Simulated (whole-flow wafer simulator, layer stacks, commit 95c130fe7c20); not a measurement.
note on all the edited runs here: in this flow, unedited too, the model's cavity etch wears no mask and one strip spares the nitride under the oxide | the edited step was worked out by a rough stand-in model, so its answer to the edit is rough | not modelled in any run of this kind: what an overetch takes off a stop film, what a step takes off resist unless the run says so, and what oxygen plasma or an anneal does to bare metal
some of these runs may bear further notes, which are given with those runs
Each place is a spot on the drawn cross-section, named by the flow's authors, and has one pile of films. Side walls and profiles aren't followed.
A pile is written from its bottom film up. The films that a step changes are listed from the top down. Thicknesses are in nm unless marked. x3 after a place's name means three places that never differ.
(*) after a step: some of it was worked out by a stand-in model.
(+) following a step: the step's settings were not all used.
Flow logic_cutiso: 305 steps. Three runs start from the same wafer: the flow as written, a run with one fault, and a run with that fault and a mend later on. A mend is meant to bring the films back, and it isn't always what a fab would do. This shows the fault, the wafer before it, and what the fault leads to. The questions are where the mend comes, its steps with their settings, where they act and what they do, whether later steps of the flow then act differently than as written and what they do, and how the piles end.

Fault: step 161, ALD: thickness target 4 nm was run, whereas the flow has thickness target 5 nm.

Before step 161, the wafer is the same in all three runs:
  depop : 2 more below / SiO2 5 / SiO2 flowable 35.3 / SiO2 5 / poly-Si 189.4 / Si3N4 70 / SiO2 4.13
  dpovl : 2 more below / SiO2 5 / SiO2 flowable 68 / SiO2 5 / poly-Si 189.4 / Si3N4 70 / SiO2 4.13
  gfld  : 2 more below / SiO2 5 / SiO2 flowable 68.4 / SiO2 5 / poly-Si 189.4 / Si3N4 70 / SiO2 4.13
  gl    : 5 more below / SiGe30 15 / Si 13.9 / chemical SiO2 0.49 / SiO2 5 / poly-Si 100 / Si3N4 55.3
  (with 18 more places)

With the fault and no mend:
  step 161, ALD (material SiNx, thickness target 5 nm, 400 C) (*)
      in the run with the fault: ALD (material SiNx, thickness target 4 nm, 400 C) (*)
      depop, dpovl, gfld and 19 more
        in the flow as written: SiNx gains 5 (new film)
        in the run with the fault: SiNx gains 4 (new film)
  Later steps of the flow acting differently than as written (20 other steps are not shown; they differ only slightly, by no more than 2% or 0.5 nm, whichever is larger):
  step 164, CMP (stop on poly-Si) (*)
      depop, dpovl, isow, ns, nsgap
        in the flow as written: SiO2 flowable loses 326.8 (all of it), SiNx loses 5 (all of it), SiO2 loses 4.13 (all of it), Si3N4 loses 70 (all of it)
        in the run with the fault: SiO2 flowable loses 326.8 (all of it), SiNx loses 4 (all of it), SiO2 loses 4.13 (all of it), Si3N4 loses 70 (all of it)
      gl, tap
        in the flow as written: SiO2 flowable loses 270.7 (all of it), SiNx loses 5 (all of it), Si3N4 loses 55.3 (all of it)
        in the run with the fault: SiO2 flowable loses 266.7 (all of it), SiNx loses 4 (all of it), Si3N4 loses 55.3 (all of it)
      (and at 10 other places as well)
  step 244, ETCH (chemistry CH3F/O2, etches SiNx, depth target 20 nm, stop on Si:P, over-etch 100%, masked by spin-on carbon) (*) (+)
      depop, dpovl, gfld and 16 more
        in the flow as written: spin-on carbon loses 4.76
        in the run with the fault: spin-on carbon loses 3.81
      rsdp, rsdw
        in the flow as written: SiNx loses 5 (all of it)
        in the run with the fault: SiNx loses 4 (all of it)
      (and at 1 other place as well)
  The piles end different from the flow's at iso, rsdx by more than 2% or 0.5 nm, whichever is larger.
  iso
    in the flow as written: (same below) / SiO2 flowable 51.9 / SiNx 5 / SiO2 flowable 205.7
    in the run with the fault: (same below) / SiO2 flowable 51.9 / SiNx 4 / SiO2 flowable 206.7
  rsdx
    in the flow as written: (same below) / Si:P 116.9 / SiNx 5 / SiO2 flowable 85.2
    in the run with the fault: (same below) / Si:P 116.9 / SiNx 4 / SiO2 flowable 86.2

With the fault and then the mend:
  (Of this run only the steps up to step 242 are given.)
  After step 161 comes the mend.
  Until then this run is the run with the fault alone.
  step 161a, ALD (material SiNx, thickness target 1 nm, 400 C) (*) (the flow's step 161 again, with other settings)
      depop, dpovl, gfld and 19 more
        SiNx gains 1
  Later steps of the flow up to step 242 that are run all act as written at every place that is followed, up to a difference of at most 2% or 0.5 nm, whichever is larger.
  Once step 242 is done, the piles equal the flow's at every place that both follow.
